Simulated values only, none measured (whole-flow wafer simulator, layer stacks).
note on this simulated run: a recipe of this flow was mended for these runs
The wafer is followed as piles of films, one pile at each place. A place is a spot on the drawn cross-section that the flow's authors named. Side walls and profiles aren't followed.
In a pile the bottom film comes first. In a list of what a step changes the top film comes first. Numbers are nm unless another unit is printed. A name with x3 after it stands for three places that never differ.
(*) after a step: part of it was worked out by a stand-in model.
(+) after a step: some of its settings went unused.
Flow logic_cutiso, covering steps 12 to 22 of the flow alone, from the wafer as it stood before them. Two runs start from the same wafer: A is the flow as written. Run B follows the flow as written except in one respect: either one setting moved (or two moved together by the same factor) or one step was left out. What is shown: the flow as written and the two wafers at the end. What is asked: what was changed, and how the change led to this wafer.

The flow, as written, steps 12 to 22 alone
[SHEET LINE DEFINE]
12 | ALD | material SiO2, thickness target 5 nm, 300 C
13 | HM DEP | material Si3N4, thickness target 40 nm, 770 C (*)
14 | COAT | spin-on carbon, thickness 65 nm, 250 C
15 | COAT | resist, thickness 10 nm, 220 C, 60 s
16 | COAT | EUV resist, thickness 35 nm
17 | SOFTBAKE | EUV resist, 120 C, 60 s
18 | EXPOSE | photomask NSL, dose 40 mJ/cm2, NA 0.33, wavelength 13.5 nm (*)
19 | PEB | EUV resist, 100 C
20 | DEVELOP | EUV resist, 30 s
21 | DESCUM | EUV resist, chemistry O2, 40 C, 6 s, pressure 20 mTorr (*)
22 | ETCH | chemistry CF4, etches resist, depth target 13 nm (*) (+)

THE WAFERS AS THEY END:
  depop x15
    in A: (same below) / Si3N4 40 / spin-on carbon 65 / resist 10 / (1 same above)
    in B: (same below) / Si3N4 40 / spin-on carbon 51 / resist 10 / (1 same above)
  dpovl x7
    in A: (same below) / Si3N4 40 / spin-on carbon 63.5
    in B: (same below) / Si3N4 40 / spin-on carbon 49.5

What caused this: step 14, COAT: thickness 51 nm was run, while the flow as written has thickness 65 nm.
The wafer itself shows it: depop x15 has spin-on carbon 51, and step 14 as written asks for 65 nm.

Step by step, how the change led to this:
  14 | COAT | spin-on carbon, thickness 65 nm, 250 C
      depop x15, dpovl x7: A spin-on carbon gains 65 (new film) | B spin-on carbon gains 51 (new film)
